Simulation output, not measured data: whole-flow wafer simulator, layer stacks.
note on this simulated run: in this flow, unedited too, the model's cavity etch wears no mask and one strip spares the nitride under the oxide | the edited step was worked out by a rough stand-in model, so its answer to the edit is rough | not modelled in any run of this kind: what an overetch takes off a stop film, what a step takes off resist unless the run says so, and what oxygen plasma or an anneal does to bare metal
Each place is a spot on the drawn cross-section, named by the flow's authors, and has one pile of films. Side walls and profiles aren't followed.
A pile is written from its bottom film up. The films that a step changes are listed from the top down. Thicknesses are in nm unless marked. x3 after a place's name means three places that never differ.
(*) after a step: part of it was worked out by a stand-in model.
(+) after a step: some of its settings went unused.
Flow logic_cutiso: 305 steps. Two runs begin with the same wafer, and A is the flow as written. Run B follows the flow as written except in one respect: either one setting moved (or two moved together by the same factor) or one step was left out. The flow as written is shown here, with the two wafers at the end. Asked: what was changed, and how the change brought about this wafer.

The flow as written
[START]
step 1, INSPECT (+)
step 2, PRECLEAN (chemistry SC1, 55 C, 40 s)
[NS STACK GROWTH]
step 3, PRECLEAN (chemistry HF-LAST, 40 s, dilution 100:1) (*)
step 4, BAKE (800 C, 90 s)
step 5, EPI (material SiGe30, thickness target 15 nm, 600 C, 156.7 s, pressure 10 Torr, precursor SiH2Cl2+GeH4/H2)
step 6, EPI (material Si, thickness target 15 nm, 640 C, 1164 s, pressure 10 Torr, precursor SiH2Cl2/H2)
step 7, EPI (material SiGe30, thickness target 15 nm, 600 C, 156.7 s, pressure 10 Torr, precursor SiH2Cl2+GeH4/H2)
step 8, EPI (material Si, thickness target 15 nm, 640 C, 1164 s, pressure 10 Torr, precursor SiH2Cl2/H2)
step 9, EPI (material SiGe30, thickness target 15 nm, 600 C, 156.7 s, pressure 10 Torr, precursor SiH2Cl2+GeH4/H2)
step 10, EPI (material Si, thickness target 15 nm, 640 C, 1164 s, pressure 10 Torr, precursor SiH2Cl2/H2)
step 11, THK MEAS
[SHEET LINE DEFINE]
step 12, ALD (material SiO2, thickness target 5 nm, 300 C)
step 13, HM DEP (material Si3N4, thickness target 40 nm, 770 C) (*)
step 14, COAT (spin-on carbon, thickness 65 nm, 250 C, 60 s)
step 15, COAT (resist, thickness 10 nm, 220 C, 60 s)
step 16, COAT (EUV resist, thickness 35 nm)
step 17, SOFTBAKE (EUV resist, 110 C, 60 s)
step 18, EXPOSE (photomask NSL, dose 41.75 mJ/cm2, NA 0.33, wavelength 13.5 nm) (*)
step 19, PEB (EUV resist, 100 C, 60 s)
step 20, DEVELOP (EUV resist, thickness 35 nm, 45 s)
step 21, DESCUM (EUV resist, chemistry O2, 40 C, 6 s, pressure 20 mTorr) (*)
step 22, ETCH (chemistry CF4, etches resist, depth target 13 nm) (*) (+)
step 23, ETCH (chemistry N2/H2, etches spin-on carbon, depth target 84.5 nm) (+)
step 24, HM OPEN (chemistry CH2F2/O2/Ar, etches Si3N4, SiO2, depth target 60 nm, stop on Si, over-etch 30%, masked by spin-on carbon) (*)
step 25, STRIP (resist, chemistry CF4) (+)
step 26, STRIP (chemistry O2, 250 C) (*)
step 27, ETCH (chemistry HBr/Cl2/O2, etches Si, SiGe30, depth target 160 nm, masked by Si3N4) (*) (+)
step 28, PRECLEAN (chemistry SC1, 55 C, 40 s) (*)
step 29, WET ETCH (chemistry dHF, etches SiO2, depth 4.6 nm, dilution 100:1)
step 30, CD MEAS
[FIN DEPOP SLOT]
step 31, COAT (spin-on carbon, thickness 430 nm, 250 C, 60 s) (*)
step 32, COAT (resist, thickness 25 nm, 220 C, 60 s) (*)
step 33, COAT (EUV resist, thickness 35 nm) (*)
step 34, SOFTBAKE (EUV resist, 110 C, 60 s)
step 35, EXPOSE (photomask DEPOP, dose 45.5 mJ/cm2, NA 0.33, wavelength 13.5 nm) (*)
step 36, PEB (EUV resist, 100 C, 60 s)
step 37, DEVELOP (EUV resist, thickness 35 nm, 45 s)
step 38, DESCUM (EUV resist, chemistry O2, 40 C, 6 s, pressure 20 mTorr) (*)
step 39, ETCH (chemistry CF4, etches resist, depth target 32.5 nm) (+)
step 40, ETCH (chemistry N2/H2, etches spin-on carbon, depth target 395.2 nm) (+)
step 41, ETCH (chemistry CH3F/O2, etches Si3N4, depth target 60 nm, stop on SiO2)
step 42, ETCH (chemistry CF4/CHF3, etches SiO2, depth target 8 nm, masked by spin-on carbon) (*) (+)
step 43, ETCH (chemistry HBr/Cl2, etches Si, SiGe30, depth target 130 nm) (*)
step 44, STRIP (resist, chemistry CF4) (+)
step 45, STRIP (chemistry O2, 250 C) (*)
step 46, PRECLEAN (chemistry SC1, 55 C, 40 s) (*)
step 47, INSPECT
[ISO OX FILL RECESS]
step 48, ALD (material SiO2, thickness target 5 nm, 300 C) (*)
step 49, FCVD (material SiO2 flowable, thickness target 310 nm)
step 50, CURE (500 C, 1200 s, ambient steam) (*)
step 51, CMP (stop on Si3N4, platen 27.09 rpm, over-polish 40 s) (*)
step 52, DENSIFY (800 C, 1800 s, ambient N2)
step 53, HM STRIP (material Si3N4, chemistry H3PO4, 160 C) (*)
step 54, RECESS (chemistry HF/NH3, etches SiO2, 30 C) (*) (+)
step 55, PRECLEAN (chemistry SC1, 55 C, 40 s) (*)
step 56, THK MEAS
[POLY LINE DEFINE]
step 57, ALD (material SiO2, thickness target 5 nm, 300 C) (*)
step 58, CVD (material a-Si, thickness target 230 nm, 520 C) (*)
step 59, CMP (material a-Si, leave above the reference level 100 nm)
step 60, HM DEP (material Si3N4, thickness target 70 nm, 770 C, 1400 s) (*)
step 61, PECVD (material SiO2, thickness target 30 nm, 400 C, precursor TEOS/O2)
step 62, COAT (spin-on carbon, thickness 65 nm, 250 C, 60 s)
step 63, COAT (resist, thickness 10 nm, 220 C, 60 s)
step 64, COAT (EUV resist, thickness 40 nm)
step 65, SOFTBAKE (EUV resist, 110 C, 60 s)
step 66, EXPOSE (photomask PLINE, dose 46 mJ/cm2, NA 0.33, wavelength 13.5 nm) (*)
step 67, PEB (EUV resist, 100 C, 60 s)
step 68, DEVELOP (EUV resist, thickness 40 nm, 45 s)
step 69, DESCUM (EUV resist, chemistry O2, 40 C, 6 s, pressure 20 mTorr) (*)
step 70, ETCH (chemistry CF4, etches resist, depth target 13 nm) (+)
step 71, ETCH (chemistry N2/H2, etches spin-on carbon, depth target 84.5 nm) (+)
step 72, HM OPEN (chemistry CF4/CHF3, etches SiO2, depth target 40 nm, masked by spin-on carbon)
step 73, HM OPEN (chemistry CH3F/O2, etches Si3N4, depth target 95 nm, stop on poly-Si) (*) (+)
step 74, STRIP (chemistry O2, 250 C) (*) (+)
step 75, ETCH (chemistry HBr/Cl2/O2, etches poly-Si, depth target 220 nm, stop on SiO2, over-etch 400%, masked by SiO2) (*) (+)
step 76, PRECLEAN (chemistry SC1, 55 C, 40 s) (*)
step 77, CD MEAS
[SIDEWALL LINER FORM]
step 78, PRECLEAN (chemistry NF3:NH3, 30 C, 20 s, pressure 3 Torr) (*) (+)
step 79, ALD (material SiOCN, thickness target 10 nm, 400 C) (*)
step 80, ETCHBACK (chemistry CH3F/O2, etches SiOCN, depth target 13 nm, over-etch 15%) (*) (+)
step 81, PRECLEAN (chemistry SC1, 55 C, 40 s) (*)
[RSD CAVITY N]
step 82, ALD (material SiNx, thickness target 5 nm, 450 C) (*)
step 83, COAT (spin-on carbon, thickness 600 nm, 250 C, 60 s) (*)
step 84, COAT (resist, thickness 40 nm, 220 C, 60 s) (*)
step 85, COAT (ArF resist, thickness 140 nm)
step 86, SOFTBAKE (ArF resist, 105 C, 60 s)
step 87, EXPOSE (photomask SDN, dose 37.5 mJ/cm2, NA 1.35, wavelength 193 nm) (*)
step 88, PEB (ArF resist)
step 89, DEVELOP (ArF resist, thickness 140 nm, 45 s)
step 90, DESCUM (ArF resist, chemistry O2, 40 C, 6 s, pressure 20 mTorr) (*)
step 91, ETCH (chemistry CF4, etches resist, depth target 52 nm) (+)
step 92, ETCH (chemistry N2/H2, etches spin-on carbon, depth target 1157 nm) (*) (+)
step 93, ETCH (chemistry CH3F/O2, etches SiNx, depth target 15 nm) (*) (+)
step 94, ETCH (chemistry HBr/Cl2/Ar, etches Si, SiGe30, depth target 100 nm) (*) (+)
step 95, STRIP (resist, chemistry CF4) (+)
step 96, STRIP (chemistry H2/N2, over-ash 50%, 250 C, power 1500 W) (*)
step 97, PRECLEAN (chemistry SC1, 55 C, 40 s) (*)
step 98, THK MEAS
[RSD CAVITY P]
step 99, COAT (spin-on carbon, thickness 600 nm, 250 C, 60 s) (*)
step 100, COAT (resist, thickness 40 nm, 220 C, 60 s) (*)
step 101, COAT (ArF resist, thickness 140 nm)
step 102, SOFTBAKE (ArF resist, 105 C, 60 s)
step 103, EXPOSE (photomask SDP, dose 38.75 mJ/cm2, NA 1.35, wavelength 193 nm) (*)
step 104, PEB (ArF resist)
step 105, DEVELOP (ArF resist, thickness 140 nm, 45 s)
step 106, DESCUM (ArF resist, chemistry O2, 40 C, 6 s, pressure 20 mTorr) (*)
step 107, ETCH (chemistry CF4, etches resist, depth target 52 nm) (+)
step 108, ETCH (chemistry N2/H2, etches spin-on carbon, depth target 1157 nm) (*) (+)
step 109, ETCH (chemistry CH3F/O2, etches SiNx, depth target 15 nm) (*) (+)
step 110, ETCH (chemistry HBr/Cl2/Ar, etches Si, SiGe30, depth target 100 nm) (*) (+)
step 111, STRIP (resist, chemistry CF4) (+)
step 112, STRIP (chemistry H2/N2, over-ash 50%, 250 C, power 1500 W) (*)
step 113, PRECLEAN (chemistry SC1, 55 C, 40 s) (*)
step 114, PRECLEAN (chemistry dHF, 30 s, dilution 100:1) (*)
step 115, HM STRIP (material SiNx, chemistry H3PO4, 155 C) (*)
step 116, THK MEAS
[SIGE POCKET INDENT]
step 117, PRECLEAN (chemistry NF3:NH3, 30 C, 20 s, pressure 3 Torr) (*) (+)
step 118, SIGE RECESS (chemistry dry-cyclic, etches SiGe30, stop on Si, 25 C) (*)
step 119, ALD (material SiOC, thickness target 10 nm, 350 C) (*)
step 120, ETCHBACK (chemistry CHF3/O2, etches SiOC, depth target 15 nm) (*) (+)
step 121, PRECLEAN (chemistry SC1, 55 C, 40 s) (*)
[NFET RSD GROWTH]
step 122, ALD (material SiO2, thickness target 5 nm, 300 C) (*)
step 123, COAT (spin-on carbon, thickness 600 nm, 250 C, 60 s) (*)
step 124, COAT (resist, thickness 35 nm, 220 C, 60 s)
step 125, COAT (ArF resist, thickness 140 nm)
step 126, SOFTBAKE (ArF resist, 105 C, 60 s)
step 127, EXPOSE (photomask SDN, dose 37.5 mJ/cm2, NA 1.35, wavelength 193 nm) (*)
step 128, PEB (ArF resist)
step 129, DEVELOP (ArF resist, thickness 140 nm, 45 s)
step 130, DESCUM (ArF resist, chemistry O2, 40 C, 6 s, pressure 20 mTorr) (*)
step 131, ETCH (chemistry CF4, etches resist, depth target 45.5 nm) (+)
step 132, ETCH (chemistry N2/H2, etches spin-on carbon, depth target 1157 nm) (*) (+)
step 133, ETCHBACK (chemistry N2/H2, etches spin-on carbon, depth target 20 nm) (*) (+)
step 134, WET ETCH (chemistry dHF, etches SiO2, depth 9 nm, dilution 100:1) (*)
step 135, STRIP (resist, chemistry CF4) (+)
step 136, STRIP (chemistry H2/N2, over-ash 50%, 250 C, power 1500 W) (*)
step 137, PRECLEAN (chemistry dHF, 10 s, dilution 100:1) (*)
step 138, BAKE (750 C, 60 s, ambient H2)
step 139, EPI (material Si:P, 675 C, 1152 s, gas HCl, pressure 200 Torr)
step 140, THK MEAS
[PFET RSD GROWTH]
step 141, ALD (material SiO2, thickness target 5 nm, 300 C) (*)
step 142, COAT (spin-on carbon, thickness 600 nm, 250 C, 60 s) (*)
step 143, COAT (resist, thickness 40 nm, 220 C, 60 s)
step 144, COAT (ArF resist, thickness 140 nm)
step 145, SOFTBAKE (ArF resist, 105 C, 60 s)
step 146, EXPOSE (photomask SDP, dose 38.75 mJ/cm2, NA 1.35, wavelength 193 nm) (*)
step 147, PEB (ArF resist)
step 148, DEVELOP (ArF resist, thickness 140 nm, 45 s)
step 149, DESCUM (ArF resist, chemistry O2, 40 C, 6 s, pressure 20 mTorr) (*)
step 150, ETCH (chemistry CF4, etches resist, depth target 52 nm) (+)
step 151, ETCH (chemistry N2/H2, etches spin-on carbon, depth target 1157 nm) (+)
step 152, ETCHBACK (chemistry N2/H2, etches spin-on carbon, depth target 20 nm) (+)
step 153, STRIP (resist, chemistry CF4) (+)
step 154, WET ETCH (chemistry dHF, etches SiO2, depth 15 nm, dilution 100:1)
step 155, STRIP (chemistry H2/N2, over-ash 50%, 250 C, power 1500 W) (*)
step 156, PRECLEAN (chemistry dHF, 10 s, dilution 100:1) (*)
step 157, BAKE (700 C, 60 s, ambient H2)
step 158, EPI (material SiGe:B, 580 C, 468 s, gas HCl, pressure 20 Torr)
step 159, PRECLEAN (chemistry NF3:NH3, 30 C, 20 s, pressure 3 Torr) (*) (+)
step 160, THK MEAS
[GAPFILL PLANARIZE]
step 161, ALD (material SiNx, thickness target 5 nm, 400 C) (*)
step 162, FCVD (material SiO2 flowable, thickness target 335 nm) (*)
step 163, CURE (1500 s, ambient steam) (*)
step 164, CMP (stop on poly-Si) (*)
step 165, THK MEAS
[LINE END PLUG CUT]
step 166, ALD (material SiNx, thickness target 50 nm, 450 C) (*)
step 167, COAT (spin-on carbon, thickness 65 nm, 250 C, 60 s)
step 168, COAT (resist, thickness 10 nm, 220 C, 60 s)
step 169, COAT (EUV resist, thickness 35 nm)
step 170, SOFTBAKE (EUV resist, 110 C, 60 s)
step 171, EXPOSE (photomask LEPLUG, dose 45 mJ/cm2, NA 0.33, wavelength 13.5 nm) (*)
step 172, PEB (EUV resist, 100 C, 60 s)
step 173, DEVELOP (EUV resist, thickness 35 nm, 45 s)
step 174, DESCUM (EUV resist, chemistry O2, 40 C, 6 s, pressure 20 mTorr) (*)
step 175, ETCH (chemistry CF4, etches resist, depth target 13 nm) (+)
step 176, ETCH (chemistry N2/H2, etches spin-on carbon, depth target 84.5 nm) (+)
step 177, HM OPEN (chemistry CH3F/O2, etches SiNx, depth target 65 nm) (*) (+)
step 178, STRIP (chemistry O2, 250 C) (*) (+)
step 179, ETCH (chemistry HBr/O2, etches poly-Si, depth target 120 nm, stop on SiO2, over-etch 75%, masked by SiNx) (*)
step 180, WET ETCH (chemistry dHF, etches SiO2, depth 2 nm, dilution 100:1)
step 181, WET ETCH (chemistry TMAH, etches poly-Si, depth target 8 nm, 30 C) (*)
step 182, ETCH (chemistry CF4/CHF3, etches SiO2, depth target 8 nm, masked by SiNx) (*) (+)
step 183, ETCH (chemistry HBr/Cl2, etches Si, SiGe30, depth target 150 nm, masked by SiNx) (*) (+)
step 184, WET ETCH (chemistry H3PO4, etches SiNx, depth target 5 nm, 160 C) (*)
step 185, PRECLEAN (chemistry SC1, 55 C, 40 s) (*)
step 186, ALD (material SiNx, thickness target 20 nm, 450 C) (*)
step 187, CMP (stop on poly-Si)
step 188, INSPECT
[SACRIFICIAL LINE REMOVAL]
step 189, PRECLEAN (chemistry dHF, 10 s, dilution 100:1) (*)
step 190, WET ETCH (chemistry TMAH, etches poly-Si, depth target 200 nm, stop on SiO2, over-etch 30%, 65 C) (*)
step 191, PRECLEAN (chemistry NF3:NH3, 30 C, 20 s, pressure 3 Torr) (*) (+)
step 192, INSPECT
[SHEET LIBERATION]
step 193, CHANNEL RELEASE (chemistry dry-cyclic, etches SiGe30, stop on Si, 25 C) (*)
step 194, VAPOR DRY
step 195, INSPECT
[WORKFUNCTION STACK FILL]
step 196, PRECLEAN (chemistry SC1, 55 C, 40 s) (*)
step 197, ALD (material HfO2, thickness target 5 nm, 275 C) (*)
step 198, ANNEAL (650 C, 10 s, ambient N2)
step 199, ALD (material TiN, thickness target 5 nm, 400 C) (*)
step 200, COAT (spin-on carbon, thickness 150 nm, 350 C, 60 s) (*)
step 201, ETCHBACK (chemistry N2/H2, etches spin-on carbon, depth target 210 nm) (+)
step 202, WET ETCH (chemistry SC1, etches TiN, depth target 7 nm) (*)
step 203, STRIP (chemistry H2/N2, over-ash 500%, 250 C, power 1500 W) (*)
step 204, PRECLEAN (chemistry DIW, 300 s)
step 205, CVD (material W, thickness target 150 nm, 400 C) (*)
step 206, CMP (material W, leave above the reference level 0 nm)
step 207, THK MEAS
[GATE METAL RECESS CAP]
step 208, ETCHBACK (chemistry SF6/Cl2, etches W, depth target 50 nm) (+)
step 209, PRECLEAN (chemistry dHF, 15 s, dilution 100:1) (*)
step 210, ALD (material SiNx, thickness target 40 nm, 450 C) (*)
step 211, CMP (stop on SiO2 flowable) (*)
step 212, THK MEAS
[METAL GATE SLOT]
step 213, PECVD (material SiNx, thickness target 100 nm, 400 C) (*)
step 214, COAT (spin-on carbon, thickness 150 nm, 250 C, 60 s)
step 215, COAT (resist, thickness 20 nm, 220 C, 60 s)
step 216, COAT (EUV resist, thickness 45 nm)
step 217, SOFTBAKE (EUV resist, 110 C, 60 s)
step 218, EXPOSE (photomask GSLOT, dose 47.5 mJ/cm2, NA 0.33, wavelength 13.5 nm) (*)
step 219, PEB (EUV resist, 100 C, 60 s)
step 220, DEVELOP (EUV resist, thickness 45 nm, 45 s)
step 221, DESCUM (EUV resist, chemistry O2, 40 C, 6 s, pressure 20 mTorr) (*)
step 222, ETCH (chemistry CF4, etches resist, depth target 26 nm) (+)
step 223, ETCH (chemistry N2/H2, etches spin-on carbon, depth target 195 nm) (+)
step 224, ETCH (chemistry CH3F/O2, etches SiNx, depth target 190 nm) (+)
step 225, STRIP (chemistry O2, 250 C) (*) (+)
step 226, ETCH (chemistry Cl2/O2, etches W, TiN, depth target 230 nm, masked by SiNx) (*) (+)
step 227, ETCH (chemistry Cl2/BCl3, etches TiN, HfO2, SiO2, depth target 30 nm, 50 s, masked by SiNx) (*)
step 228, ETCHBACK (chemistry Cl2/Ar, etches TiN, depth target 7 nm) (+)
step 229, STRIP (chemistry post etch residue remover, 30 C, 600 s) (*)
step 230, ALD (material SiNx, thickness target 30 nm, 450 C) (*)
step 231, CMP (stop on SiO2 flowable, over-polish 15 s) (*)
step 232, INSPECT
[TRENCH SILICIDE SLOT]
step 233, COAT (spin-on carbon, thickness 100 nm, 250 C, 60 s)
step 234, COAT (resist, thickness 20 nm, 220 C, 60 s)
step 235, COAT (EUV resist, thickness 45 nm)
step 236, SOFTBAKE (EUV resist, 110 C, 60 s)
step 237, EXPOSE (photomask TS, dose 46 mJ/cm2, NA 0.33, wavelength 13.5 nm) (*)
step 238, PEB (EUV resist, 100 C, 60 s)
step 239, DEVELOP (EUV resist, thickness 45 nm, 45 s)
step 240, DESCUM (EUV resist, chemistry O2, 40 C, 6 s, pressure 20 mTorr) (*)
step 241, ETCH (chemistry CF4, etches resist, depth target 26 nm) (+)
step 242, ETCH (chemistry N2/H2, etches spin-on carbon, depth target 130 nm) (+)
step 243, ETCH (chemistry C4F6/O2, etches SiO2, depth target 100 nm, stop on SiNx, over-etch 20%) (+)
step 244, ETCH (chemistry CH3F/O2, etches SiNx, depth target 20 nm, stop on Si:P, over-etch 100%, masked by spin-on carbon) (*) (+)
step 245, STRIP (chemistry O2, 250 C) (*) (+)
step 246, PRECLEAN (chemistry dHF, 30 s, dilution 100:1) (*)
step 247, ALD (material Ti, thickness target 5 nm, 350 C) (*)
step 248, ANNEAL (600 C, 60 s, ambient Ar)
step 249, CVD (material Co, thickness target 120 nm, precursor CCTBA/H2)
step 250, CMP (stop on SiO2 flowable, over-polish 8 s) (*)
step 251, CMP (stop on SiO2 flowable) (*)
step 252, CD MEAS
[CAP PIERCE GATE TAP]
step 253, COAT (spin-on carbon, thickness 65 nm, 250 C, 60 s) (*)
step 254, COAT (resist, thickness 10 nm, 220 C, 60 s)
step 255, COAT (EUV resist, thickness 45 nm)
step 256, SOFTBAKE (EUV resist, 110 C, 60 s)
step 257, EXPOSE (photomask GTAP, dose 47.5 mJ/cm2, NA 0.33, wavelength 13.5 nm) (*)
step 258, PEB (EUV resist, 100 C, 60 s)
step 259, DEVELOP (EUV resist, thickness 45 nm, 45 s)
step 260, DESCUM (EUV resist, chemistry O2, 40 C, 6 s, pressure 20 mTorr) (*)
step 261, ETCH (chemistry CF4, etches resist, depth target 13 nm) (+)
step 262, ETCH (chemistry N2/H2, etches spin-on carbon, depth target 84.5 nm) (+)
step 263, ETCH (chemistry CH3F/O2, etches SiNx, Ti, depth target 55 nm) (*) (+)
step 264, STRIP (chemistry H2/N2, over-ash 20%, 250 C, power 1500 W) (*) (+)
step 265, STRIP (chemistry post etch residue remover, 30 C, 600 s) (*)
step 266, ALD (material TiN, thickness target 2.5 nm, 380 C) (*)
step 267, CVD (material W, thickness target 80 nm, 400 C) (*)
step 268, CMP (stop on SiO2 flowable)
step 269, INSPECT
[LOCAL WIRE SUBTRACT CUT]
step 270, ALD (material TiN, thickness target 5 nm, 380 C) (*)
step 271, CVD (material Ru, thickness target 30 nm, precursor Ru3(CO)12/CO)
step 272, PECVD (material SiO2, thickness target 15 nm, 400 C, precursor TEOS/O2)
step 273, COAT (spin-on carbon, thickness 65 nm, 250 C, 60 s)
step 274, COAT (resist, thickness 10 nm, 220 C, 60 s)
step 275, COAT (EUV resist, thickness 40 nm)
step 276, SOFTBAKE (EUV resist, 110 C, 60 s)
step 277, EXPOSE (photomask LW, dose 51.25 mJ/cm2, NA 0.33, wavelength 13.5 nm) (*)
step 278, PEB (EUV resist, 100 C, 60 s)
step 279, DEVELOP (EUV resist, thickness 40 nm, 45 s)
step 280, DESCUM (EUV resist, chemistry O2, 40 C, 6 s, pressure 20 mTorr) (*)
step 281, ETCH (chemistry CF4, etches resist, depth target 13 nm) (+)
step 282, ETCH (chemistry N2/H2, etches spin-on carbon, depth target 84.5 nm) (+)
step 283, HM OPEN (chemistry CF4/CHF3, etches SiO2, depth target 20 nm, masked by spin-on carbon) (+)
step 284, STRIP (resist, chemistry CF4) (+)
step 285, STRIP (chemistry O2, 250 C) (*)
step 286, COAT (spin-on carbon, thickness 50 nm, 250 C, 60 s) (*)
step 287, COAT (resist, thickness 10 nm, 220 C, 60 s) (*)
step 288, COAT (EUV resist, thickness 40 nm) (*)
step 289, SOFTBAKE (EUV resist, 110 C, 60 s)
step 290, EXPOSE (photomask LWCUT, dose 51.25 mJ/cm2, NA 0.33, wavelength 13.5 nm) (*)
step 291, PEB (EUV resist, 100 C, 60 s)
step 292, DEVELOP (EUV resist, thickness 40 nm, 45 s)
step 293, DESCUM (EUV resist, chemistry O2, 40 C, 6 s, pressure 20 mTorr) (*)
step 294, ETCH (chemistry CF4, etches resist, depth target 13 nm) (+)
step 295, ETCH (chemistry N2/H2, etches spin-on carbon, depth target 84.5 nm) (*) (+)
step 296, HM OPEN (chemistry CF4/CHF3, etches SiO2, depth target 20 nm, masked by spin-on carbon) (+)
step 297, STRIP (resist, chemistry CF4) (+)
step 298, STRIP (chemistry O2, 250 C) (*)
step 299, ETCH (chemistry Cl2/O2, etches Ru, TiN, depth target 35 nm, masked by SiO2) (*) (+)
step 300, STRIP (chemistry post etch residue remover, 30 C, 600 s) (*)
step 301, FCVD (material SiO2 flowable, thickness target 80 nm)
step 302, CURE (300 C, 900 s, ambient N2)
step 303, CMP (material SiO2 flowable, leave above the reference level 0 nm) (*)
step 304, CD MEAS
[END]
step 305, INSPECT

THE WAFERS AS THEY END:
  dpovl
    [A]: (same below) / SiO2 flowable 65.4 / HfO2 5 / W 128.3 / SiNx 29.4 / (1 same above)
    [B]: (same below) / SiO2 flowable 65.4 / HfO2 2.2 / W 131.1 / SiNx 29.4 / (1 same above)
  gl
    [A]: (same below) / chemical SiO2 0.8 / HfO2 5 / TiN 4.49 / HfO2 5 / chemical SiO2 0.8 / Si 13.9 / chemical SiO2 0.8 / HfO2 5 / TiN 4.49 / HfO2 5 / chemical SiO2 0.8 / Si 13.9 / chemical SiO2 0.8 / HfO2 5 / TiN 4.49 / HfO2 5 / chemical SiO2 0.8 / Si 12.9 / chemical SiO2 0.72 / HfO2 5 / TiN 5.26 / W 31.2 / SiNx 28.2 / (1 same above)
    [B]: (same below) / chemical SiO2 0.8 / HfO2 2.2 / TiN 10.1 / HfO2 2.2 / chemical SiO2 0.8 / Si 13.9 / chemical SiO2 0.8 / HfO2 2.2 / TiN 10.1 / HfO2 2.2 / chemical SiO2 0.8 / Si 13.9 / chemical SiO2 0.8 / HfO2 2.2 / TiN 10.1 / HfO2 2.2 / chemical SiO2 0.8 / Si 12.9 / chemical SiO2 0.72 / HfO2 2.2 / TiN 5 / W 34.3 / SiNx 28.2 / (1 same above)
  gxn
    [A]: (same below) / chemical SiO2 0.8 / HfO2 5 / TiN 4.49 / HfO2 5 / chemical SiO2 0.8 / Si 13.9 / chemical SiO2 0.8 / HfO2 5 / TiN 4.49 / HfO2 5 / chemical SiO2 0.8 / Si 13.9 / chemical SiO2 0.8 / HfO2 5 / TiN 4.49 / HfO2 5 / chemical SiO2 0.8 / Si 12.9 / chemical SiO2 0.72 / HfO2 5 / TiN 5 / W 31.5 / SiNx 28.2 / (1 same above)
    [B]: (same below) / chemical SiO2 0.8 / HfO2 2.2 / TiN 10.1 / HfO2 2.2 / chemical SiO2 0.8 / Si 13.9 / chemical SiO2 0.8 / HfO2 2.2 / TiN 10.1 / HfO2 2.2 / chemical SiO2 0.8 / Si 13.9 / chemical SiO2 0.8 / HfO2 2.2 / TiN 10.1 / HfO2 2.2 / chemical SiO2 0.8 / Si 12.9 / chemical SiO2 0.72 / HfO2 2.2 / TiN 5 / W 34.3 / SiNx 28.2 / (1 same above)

What caused this: step 197, ALD: thickness target 2.2 nm was run, though the flow has thickness target 5 nm.
The wafer lets one read it off: dpovl has HfO2 2.2, and step 197 as written asks for 5 nm.

How this came from the change, step by step:
  step 197, ALD (material HfO2, thickness target 5 nm, 275 C) (*)
      depop, dpovl, gfld and 12 more: A HfO2 gains 5 (new film) | B HfO2 gains 2.2 (new film)
      gl, glp, gxn, gxp, ns, tap: A HfO2 gains 5 (new film), HfO2 gains 5 (new film), cavity loses 10, HfO2 gains 5 (new film), HfO2 gains 5 (new film), cavity loses 10, HfO2 gains 5 (new film), HfO2 gains 5 (new film), cavity loses 10, HfO2 gains 5 (new film) | B HfO2 gains 2.2 (new film), HfO2 gains 2.2 (new film), cavity loses 4.4, HfO2 gains 2.2 (new film), HfO2 gains 2.2 (new film), cavity loses 4.4, HfO2 gains 2.2 (new film), HfO2 gains 2.2 (new film), cavity loses 4.4, HfO2 gains 2.2 (new film)
      (and at 1 other place as well)
  step 199, ALD (material TiN, thickness target 5 nm, 400 C) (*)
      gl, glp, tap: A TiN gains 5.26 (new film), TiN gains 4.49 (new film), cavity loses 4.49 (all of it), TiN gains 4.49 (new film), cavity loses 4.49 (all of it), TiN gains 4.49 (new film), cavity loses 4.49 (all of it) | B TiN gains 5 (new film), TiN gains 10.1 (new film), cavity loses 10.1 (all of it), TiN gains 10.1 (new film), cavity loses 10.1 (all of it), TiN gains 10.1 (new film), cavity loses 10.1 (all of it)
      gxn, gxp, ns: A TiN gains 5 (new film), TiN gains 4.49 (new film), cavity loses 4.49 (all of it), TiN gains 4.49 (new film), cavity loses 4.49 (all of it), TiN gains 4.49 (new film), cavity loses 4.49 (all of it) | B TiN gains 5 (new film), TiN gains 10.1 (new film), cavity loses 10.1 (all of it), TiN gains 10.1 (new film), cavity loses 10.1 (all of it), TiN gains 10.1 (new film), cavity loses 10.1 (all of it)
      (and at 2 other places as well)
  step 200, COAT (spin-on carbon, thickness 150 nm, 350 C, 60 s) (*)
      gl, glp: A spin-on carbon gains 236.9 (new film) | B spin-on carbon gains 228.6 (new film)
      gxn, gxp: A spin-on carbon gains 236.9 (new film) | B spin-on carbon gains 228.1 (new film)
      (and at 17 other places as well)
  step 201, ETCHBACK (chemistry N2/H2, etches spin-on carbon, depth target 210 nm) (+)
      lnr, lnrp: A spin-on carbon loses 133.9 (all of it) | B spin-on carbon loses 125.7 (all of it)
      rsdn, rsdw: A spin-on carbon loses 145.8 (all of it) | B spin-on carbon loses 137.3 (all of it)
      (and at 11 other places as well)
  step 203, STRIP (chemistry H2/N2, over-ash 500%, 250 C, power 1500 W) (*)
      gl, glp: A spin-on carbon loses 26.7 (all of it) | B spin-on carbon loses 18.4 (all of it)
      gxn, gxp: A spin-on carbon loses 26.8 (all of it) | B spin-on carbon loses 18 (all of it)
      (and at 3 other places as well)
  step 206, CMP (material W, leave above the reference level 0 nm)
      lnr, lnri, lnrp, lnrt: A W loses 150 (all of it), HfO2 loses 5 (all of it), SiOCN loses 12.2 | B W loses 150 (all of it), HfO2 loses 2.2 (all of it), SiOCN loses 12.2
      rsdn, rsdp, rsdw, rsdx: A W loses 162.2 (all of it), HfO2 loses 5 (all of it) | B W loses 162.2 (all of it), HfO2 loses 2.2 (all of it)
      (and at 2 other places as well)
  step 226, ETCH (chemistry Cl2/O2, etches W, TiN, depth target 230 nm, masked by SiNx) (*) (+)
      depop, dpovl, gl and 18 more: A SiNx loses 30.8 | B SiNx loses 31.5
      gfld: A W loses 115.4 (all of it), TiN loses 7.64 (all of it), HfO2 loses 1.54 | B W loses 120.9 (all of it), TiN loses 5 (all of it), HfO2 loses 1.57
  step 227, ETCH (chemistry Cl2/BCl3, etches TiN, HfO2, SiO2, depth target 30 nm, 50 s, masked by SiNx) (*)
      gfld: A HfO2 loses 3.46 (all of it), SiO2 flowable loses 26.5 | B HfO2 loses 0.63 (all of it), SiO2 flowable loses 29.4
